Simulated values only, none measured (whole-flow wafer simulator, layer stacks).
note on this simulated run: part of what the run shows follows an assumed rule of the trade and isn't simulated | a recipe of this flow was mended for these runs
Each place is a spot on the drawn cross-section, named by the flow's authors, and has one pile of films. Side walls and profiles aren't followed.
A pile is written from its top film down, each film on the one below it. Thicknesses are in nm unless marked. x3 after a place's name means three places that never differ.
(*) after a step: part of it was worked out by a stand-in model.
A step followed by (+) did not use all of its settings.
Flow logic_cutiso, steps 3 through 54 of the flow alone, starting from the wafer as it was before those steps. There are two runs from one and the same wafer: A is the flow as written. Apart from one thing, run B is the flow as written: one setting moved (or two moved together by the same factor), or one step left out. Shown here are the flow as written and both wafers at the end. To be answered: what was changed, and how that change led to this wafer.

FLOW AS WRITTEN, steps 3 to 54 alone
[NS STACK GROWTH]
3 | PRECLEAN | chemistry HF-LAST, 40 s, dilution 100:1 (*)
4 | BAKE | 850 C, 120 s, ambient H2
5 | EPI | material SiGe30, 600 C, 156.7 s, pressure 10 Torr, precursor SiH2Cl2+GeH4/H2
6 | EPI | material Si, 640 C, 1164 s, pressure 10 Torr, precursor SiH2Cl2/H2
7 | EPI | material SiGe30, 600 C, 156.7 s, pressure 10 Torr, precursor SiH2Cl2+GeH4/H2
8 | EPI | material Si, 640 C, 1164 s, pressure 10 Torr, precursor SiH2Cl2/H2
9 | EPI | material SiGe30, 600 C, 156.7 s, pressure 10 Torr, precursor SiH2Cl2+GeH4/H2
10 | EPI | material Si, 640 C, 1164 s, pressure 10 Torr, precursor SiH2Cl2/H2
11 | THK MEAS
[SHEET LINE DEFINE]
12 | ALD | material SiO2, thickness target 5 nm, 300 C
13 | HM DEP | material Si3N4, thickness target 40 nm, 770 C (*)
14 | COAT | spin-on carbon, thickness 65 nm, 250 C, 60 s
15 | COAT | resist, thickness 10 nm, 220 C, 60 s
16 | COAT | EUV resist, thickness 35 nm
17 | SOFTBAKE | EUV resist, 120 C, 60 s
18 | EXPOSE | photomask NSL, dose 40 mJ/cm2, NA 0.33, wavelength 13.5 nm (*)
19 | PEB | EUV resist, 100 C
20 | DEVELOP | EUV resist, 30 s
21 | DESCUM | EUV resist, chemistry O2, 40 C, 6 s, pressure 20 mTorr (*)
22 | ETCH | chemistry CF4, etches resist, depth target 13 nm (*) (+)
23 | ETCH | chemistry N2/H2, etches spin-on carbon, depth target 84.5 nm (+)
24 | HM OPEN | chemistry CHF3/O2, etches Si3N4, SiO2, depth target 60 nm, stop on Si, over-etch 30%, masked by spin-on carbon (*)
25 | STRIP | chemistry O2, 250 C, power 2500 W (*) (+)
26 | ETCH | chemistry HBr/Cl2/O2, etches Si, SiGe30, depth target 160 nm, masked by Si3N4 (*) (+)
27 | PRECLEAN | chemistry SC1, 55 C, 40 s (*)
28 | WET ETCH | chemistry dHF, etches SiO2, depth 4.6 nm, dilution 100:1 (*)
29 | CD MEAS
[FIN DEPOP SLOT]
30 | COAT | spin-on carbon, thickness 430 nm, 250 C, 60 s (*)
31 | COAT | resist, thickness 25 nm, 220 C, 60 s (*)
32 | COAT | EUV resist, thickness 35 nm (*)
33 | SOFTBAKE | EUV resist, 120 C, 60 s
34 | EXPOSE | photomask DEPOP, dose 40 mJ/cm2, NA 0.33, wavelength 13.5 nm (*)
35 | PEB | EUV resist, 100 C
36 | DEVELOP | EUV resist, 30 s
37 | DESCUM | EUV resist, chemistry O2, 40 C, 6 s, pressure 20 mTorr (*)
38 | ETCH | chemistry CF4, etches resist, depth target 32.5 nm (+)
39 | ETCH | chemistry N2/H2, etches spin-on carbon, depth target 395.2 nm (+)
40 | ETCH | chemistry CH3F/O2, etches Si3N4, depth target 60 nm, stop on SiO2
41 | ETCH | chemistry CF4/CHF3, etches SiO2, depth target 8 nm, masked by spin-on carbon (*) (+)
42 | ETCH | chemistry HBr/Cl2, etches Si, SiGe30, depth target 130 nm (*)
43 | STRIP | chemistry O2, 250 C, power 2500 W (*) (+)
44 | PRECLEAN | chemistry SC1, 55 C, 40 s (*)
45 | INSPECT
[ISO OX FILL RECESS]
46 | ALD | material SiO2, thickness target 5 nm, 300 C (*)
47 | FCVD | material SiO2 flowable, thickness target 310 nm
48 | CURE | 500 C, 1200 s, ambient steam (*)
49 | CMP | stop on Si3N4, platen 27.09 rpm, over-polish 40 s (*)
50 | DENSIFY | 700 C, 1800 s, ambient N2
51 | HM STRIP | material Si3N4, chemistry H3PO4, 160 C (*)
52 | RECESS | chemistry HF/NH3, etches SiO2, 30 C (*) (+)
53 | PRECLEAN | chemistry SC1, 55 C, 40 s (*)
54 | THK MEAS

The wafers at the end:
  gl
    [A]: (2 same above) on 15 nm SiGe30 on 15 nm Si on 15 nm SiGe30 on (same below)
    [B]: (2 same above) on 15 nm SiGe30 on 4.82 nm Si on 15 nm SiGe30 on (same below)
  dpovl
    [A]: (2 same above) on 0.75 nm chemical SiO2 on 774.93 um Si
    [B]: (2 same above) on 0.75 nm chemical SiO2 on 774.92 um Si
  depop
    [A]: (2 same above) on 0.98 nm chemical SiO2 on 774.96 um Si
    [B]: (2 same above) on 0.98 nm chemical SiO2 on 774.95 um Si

Cause: step 8, EPI: 617 C was run, though the flow has 640 C.

Step by step, how the change led to this:
  8 | EPI | material Si, 640 C, 1164 s, pressure 10 Torr, precursor SiH2Cl2/H2
      depop, dpovl, gfld and 19 more: A Si gains 15 (new film) | B Si gains 4.82 (new film)
  26 | ETCH | chemistry HBr/Cl2/O2, etches Si, SiGe30, depth target 160 nm, masked by Si3N4 (*) (+)
      dpovl, gfld, gxf, iso, isow, lnri, nsgap: A chemical SiO2 loses 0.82 (all of it), Si loses 12 (all of it), SiGe30 loses 15 (all of it), Si loses 15 (all of it), SiGe30 loses 15 (all of it), Si loses 15 (all of it), SiGe30 loses 15 (all of it), Si loses 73 | B chemical SiO2 loses 0.82 (all of it), Si loses 12 (all of it), SiGe30 loses 15 (all of it), Si loses 4.82 (all of it), SiGe30 loses 15 (all of it), Si loses 15 (all of it), SiGe30 loses 15 (all of it), Si loses 83.2
  42 | ETCH | chemistry HBr/Cl2, etches Si, SiGe30, depth target 130 nm (*)
      depop: A Si loses 13.8 (all of it), SiGe30 loses 15 (all of it), Si loses 15 (all of it), SiGe30 loses 15 (all of it), Si loses 15 (all of it), SiGe30 loses 15 (all of it), Si loses 41.2 | B Si loses 13.8 (all of it), SiGe30 loses 15 (all of it), Si loses 4.82 (all of it), SiGe30 loses 15 (all of it), Si loses 15 (all of it), SiGe30 loses 15 (all of it), Si loses 51.4
